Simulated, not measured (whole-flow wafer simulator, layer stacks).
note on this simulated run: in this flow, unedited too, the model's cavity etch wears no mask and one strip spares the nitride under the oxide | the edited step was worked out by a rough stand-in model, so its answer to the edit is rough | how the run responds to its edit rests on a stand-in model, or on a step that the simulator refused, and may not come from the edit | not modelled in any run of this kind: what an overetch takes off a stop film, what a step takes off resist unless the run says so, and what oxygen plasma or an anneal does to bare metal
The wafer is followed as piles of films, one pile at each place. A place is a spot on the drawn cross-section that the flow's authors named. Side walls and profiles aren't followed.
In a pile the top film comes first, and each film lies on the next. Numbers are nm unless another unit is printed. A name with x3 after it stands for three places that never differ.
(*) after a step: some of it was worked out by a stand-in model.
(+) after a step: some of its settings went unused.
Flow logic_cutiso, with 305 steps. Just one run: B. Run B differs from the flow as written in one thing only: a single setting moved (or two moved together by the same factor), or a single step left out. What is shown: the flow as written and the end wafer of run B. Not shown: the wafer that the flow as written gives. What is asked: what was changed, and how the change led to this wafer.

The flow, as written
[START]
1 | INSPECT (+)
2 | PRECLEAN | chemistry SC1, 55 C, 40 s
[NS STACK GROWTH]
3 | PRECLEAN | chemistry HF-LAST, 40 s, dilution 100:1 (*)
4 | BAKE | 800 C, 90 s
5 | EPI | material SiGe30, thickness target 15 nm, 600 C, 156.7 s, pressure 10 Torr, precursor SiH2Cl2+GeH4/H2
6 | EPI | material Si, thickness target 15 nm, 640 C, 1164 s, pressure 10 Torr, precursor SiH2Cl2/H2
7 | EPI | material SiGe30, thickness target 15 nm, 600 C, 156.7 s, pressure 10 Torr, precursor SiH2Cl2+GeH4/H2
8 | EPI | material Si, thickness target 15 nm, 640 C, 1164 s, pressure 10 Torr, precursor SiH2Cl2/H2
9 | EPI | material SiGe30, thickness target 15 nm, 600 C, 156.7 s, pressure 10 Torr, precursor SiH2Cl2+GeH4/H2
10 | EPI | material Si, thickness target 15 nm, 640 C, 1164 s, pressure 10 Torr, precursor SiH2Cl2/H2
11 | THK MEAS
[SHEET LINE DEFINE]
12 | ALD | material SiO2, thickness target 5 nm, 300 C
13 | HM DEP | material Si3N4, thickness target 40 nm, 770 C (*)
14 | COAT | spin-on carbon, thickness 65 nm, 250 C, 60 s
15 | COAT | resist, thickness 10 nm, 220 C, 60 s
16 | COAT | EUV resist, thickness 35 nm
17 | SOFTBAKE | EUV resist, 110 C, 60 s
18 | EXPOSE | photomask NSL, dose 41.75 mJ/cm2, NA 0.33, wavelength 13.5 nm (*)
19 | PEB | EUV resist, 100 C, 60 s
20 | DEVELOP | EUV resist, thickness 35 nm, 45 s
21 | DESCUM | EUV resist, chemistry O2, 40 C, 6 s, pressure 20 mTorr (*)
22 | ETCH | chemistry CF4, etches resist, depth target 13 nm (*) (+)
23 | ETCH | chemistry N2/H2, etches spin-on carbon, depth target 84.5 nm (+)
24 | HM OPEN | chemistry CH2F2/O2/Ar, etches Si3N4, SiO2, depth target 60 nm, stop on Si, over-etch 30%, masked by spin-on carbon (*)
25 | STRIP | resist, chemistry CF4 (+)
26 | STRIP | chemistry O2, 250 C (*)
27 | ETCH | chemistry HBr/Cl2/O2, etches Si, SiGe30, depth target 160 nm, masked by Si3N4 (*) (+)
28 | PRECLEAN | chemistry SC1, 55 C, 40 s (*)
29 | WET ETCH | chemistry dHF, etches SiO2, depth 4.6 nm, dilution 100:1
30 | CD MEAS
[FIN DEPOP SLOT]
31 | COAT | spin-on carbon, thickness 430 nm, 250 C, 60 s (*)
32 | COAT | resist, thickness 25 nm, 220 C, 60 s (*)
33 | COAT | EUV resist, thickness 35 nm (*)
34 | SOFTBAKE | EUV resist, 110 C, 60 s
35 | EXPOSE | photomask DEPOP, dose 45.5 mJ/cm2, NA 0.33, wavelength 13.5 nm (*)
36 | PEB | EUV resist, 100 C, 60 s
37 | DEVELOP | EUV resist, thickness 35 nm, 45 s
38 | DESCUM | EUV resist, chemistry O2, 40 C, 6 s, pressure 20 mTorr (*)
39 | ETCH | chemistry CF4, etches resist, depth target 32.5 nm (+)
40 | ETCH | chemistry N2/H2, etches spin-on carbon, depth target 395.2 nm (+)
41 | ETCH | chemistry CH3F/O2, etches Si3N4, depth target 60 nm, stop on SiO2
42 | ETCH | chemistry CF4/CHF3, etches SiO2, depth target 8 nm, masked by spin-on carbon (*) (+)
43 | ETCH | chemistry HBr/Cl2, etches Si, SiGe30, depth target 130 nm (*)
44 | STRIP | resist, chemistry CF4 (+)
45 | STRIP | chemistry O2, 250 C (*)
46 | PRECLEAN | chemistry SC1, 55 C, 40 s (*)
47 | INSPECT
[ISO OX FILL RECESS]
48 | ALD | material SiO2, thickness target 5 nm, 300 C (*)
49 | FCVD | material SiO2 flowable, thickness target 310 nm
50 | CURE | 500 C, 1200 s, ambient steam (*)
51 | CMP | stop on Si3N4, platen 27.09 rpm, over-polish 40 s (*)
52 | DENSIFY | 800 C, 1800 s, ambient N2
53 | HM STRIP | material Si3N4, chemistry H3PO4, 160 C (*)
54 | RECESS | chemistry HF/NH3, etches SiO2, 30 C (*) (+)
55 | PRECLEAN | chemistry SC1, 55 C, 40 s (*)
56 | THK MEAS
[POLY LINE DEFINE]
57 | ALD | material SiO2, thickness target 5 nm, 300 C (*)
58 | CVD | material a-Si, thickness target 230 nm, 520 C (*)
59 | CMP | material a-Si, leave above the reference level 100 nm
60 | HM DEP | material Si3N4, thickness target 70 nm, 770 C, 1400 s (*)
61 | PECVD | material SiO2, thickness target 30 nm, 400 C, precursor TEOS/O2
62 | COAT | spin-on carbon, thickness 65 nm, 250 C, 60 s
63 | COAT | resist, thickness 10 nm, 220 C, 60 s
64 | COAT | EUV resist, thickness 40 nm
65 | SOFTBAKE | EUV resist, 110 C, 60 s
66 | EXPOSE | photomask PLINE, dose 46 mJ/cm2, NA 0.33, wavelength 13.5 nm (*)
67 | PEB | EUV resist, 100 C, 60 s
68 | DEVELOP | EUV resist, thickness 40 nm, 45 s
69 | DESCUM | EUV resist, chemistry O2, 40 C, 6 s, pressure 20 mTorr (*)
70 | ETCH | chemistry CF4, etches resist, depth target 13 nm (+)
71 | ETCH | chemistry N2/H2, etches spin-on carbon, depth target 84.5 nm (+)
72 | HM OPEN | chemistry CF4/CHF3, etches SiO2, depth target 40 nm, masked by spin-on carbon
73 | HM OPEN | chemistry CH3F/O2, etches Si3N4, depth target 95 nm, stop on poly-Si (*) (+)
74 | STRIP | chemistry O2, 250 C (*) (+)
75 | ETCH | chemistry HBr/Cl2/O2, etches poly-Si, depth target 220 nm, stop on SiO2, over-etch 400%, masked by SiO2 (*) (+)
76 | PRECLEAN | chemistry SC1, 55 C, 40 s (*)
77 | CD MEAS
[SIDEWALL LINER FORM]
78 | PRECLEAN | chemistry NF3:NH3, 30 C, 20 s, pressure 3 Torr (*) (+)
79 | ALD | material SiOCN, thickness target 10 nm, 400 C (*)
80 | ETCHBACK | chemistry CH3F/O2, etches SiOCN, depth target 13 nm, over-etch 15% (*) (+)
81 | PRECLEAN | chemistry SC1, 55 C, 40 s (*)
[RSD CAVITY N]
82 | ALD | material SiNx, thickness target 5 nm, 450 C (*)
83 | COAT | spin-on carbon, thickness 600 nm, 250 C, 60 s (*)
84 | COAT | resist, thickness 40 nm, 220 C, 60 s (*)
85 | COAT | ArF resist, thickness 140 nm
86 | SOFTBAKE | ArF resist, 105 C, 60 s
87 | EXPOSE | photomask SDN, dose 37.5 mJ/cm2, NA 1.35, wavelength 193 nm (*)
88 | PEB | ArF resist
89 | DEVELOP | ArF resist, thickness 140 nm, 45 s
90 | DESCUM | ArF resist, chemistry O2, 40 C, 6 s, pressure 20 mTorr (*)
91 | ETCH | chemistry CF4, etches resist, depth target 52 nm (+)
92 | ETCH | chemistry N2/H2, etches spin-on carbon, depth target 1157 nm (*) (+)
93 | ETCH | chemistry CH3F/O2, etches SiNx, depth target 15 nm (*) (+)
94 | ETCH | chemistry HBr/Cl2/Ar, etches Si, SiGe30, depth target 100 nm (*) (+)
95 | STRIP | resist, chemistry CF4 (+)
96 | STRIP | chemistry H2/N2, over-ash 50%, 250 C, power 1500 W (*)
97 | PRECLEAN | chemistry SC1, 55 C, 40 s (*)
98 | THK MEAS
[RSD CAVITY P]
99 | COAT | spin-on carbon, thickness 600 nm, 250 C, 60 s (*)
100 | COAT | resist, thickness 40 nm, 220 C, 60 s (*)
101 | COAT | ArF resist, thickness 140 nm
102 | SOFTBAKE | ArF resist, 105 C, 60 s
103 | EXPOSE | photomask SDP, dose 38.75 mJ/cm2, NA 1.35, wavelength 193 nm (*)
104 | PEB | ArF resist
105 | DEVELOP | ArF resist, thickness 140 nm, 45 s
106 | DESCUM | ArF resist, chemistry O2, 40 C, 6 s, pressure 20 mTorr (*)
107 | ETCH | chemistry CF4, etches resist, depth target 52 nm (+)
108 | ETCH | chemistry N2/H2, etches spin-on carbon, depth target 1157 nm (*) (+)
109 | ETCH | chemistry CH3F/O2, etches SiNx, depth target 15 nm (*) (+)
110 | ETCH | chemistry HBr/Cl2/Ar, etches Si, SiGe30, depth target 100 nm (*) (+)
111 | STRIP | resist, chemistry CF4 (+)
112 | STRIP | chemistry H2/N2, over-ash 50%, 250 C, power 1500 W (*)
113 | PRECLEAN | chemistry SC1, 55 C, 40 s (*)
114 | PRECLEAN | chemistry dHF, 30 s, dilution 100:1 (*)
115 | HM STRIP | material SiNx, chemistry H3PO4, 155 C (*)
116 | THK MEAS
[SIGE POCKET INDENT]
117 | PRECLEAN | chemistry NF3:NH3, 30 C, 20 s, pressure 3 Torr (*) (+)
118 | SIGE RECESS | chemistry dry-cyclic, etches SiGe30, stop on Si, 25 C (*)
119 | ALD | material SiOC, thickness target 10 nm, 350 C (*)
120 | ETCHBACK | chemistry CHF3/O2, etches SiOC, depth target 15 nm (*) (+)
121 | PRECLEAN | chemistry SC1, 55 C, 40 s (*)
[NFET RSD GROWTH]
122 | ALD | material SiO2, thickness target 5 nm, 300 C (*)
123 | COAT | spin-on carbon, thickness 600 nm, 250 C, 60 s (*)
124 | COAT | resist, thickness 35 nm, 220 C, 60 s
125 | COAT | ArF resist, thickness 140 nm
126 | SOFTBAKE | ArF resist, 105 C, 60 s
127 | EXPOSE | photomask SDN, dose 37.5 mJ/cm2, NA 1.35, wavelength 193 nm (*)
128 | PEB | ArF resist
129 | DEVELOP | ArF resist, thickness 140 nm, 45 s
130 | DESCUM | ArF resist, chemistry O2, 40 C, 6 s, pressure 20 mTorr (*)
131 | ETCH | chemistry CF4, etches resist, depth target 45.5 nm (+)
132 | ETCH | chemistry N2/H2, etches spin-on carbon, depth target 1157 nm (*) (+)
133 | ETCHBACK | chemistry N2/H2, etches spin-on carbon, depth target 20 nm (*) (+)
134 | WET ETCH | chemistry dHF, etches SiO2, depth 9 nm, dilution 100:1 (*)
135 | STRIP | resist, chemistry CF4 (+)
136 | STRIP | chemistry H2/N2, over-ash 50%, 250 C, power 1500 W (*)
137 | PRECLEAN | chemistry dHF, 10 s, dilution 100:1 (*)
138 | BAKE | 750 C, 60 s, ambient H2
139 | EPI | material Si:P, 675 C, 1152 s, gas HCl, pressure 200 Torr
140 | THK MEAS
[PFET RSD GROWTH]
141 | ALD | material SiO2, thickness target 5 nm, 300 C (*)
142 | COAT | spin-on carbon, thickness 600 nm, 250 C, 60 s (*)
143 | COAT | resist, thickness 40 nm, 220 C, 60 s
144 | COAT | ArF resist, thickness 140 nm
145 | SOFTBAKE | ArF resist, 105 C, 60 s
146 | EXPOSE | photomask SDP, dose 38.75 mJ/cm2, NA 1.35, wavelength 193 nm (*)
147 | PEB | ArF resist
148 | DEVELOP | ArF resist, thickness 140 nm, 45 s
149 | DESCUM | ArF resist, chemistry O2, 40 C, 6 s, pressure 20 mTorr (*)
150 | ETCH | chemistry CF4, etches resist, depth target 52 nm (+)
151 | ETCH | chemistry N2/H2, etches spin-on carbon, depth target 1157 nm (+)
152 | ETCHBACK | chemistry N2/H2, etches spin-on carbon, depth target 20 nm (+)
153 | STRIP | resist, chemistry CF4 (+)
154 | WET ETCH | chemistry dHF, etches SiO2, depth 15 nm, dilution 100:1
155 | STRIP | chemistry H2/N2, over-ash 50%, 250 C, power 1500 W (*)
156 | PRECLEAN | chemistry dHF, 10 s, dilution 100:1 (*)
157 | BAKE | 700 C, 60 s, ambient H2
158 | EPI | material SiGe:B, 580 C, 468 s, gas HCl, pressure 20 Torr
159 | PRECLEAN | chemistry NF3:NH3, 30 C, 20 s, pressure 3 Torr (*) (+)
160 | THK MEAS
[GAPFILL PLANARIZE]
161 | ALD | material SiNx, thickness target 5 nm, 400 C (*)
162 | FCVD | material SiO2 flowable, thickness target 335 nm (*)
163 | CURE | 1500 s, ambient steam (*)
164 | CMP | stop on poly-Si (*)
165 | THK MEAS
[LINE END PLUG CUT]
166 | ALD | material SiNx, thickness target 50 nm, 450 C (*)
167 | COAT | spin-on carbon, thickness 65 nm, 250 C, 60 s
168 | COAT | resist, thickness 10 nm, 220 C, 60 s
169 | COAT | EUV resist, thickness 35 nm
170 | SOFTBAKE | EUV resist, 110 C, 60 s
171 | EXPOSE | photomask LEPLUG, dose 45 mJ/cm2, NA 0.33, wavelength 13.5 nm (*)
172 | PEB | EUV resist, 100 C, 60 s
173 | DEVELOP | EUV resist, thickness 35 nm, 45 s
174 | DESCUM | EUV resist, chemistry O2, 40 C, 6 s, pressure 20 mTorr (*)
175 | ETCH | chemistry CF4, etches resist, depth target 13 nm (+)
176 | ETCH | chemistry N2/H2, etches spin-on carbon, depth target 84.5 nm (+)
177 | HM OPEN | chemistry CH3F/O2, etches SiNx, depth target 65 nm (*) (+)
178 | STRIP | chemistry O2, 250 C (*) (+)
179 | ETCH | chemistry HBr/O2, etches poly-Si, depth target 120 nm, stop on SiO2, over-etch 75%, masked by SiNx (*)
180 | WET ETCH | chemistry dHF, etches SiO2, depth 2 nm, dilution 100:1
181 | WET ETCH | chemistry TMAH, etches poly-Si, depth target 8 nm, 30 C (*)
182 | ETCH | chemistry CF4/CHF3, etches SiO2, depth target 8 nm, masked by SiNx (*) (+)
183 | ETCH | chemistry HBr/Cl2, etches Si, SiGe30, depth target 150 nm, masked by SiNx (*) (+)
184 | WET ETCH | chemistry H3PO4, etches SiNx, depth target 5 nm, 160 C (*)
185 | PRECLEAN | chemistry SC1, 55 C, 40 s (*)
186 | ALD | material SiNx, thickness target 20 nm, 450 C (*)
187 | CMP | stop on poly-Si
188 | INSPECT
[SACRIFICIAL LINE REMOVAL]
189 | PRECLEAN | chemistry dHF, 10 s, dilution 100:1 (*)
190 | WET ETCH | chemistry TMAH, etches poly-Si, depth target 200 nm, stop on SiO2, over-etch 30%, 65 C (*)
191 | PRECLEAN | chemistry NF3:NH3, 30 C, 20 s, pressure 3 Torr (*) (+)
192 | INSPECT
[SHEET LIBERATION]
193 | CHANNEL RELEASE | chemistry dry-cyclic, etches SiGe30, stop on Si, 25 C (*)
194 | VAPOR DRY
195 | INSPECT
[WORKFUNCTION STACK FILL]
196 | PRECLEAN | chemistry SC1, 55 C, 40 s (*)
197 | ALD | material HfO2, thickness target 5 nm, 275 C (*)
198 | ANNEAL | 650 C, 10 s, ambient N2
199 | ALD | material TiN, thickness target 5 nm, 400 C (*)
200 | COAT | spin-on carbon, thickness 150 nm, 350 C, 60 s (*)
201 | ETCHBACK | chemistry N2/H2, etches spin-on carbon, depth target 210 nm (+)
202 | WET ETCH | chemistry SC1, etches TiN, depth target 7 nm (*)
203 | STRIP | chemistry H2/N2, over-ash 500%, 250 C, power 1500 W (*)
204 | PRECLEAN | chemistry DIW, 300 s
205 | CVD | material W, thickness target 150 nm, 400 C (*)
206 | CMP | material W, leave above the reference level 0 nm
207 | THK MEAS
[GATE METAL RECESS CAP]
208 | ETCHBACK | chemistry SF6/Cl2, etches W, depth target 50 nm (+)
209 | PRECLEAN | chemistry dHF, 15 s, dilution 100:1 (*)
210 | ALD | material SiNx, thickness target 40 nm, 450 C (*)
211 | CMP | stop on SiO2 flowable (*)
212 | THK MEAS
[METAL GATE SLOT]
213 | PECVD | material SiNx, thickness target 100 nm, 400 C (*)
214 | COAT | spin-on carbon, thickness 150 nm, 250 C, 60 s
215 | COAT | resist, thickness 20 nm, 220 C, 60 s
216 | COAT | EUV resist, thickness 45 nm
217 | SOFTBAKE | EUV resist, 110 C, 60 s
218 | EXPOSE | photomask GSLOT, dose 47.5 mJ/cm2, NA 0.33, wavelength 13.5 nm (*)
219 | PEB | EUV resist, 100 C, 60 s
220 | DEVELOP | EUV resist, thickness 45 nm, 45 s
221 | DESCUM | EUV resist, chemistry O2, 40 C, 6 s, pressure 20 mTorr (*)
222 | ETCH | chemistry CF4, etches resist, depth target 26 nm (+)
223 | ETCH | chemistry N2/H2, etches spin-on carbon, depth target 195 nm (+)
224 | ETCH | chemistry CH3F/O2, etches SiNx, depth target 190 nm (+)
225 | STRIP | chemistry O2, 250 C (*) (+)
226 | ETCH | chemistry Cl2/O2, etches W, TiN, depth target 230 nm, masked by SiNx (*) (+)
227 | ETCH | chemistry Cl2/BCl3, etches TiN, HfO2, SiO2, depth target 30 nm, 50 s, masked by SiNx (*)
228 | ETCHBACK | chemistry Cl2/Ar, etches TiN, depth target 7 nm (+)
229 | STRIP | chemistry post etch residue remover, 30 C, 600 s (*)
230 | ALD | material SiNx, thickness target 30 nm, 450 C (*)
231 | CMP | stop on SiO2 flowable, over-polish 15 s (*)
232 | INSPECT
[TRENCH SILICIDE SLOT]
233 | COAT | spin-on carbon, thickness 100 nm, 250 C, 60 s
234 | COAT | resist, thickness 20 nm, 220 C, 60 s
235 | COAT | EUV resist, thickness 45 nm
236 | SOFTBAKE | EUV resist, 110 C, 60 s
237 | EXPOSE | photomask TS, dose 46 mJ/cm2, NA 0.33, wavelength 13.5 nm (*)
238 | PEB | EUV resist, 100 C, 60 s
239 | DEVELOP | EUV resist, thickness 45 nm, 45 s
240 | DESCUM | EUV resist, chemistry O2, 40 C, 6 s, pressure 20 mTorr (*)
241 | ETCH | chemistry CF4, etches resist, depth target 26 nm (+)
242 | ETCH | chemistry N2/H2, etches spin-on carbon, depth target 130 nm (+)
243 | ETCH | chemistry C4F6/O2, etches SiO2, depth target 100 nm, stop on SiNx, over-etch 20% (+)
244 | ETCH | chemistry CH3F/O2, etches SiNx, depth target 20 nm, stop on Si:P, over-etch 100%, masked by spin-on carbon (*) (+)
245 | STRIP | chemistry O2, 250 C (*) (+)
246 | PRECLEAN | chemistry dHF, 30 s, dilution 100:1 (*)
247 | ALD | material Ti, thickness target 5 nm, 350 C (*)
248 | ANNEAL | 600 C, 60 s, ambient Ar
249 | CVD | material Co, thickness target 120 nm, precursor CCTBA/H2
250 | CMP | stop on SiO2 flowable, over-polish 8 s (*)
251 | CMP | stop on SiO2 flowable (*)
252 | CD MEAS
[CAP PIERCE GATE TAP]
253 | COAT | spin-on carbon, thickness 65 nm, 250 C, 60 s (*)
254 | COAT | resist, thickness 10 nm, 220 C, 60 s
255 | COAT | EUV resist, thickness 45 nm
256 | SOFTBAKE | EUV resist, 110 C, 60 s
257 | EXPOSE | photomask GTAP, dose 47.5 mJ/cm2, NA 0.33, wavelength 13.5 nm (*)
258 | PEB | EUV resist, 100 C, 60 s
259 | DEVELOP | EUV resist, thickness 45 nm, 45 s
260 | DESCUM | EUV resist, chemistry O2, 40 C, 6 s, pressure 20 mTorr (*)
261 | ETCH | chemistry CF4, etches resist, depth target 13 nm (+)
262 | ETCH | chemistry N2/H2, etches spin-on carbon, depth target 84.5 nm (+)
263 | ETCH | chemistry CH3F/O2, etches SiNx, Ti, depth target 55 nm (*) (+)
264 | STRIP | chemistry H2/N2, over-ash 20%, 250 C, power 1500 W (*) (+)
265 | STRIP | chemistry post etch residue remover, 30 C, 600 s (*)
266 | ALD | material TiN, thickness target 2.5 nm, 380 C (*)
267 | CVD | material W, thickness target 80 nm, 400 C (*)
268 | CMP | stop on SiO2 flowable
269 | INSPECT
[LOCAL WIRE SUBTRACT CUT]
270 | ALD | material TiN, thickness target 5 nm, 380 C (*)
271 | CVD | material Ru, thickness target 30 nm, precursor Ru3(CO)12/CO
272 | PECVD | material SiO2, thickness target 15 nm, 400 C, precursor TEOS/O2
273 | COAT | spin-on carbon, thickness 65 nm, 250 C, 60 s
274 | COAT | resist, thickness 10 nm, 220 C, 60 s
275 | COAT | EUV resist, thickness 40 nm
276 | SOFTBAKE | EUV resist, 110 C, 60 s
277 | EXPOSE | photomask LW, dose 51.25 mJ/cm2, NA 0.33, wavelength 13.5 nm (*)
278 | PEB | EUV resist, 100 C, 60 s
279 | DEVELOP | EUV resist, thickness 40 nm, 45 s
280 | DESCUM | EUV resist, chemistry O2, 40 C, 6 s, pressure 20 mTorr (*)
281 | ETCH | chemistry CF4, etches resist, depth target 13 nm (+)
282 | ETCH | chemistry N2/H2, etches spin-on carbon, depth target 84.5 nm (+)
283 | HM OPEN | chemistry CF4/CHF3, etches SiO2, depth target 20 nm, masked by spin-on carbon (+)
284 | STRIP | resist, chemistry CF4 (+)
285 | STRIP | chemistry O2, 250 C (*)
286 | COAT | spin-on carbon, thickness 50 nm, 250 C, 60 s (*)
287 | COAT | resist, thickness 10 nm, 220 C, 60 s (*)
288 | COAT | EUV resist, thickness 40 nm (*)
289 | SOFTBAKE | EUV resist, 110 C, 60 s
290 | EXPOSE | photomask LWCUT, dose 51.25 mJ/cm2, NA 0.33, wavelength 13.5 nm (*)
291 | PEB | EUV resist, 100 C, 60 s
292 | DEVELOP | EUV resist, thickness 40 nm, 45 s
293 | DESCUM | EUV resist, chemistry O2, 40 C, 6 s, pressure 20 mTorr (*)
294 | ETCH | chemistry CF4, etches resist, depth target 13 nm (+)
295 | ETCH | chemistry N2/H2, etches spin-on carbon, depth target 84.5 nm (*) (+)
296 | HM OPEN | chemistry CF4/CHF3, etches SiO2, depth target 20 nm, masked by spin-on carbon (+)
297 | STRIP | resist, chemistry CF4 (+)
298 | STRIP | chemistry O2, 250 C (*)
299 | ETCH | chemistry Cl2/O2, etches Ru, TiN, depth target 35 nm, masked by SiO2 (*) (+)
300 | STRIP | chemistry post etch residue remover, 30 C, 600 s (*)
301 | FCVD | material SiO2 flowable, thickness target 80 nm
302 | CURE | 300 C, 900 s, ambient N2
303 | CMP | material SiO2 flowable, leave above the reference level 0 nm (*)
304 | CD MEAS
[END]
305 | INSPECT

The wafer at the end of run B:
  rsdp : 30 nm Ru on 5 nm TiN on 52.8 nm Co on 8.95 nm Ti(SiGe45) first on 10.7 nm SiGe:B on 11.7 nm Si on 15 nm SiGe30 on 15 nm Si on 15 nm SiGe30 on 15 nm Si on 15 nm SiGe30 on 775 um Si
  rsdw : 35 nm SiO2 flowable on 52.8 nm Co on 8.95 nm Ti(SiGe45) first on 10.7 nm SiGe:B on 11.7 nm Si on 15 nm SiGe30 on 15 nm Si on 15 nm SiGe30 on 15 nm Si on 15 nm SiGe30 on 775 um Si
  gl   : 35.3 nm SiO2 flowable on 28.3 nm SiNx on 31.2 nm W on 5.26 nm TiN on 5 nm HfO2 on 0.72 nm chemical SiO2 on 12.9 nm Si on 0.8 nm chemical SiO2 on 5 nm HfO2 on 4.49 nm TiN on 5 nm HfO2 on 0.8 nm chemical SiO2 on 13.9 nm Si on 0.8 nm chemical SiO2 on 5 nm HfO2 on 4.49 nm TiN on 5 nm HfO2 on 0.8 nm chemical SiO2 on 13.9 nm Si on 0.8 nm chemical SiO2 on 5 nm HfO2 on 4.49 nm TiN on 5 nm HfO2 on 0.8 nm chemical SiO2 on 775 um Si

Cause: step 108, ETCH: depth target 520.6 nm was run, while the flow as written has depth target 1157 nm.

Step by step, how the change led to this:
  108 | ETCH | chemistry N2/H2, etches spin-on carbon, depth target 1157 nm (*) (+)
      rsdp, rsdw: spin-on carbon loses 520.6 (as written it would have been: spin-on carbon loses 691.7 (all of it), SiNx loses 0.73)
      depop, dpovl, gfld and 14 more: ArF resist loses 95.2 (all of it), resist loses 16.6 (as written it would have been: ArF resist loses 95.2 (all of it), resist loses 25.2)
      (as well as at 3 more places)
  109 | ETCH | chemistry CH3F/O2, etches SiNx, depth target 15 nm (*) (+)
      rsdp, rsdw: spin-on carbon loses 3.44 (as written it would have been: SiNx loses 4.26 (all of it))
      depop, dpovl, gfld and 14 more: resist loses 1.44 (as written it would have been: resist loses 0.85)
      (as well as at 3 more places)
  110 | ETCH | chemistry HBr/Cl2/Ar, etches Si, SiGe30, depth target 100 nm (*) (+)
      rsdp, rsdw: nothing (as written it would have been: chemical SiO2 loses 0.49 (all of it), Si loses 12.8 (all of it), SiGe30 loses 15 (all of it), Si loses 15 (all of it), SiGe30 loses 15 (all of it), Si loses 15 (all of it), SiGe30 loses 15 (all of it), Si loses 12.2)
  111 | STRIP | resist, chemistry CF4 (+)
      glp, gxp: SiO2 loses 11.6 (all of it) (as written it would have been: nothing)
      lnrp: SiOCN loses 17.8 (as written it would have been: nothing)
      (as well as at 17 more places)
  112 | STRIP | chemistry H2/N2, over-ash 50%, 250 C, power 1500 W (*)
      rsdp, rsdw: spin-on carbon loses 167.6 (all of it) (as written it would have been: nothing)
  114 | PRECLEAN | chemistry dHF, 30 s, dilution 100:1 (*)
      glp, gxp: Si3N4 loses 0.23 (as written it would have been: SiO2 loses 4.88)
      rsdp, rsdw: SiNx loses 1 (as written it would have been: chemical SiO2 loses 0.49 (all of it))
  115 | HM STRIP | material SiNx, chemistry H3PO4, 155 C (*)
      glp, gxp: Si3N4 loses 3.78 (as written it would have been: SiO2 loses 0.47)
      rsdp, rsdw: SiNx loses 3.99 (all of it), chemical SiO2 gains 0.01 (as written it would have been: chemical SiO2 gains 0.5 (new film), Si loses 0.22)
  117 | PRECLEAN | chemistry NF3:NH3, 30 C, 20 s, pressure 3 Torr (*) (+)
      glp, gxp: Si3N4 loses 0.2 (as written it would have been: SiO2 loses 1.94)
  119 | ALD | material SiOC, thickness target 10 nm, 350 C (*)
      gxp: SiOC gains 10 (new film) (as written it would have been: SiOC gains 11 (new film))
  120 | ETCHBACK | chemistry CHF3/O2, etches SiOC, depth target 15 nm (*) (+)
      rsdp, rsdw: SiOC loses 10 (all of it), Si loses 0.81 (as written it would have been: SiOC loses 10 (all of it))
      glp: SiOC loses 10 (all of it), Si3N4 loses 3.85 (as written it would have been: SiOC loses 10 (all of it), SiO2 loses 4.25 (all of it), Si3N4 loses 0.58)
      (as well as at 1 more place)
  122 | ALD | material SiO2, thickness target 5 nm, 300 C (*)
      gxp: SiO2 gains 5 (new film) (as written it would have been: SiO2 gains 6.75 (new film))
  123 | COAT | spin-on carbon, thickness 600 nm, 250 C, 60 s (*)
      rsdp, rsdw: spin-on carbon gains 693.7 (new film) (as written it would have been: spin-on carbon gains 783.2 (new film))
      glp: spin-on carbon gains 524.8 (new film) (as written it would have been: spin-on carbon gains 507 (new film))
      (as well as at 2 more places)
  135 | STRIP | resist, chemistry CF4 (+)
      gl: Si3N4 loses 11.7 (as written it would have been: Si3N4 loses 12.3)
  136 | STRIP | chemistry H2/N2, over-ash 50%, 250 C, power 1500 W (*)
      rsdp, rsdw: spin-on carbon loses 693.7 (all of it) (as written it would have been: spin-on carbon loses 783.2 (all of it))
      glp: spin-on carbon loses 524.8 (all of it) (as written it would have been: spin-on carbon loses 507 (all of it))
      (as well as at 2 more places)
  142 | COAT | spin-on carbon, thickness 600 nm, 250 C, 60 s (*)
      glp: spin-on carbon gains 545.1 (new film) (as written it would have been: spin-on carbon gains 530.5 (new film))
      gxp: spin-on carbon gains 545.1 (new film) (as written it would have been: spin-on carbon gains 528.2 (new film))
      (as well as at 3 more places)
  151 | ETCH | chemistry N2/H2, etches spin-on carbon, depth target 1157 nm (+)
      rsdp, rsdw: spin-on carbon loses 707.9 (all of it), SiO2 loses 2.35 (as written it would have been: spin-on carbon loses 800.8 (all of it))
      glp: spin-on carbon loses 539.1 (all of it), SiO2 loses 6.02 (as written it would have been: spin-on carbon loses 524.5 (all of it), SiO2 loses 6.01)
      (as well as at 2 more places)
  ... another 4 steps ...
  164 | CMP | stop on poly-Si (*)
      glp: SiO2 flowable loses 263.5 (all of it), SiNx loses 5 (all of it), Si3N4 loses 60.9 (all of it) (as written it would have been: SiO2 flowable loses 257.4 (all of it), SiNx loses 5 (all of it), Si3N4 loses 68.6 (all of it))
      gxp: SiO2 flowable loses 263.4 (all of it), SiNx loses 5 (all of it), Si3N4 loses 60.9 (all of it) (as written it would have been: SiO2 flowable loses 256.8 (all of it), SiNx loses 5 (all of it), Si3N4 loses 69.2 (all of it))
      (as well as at 1 more place)
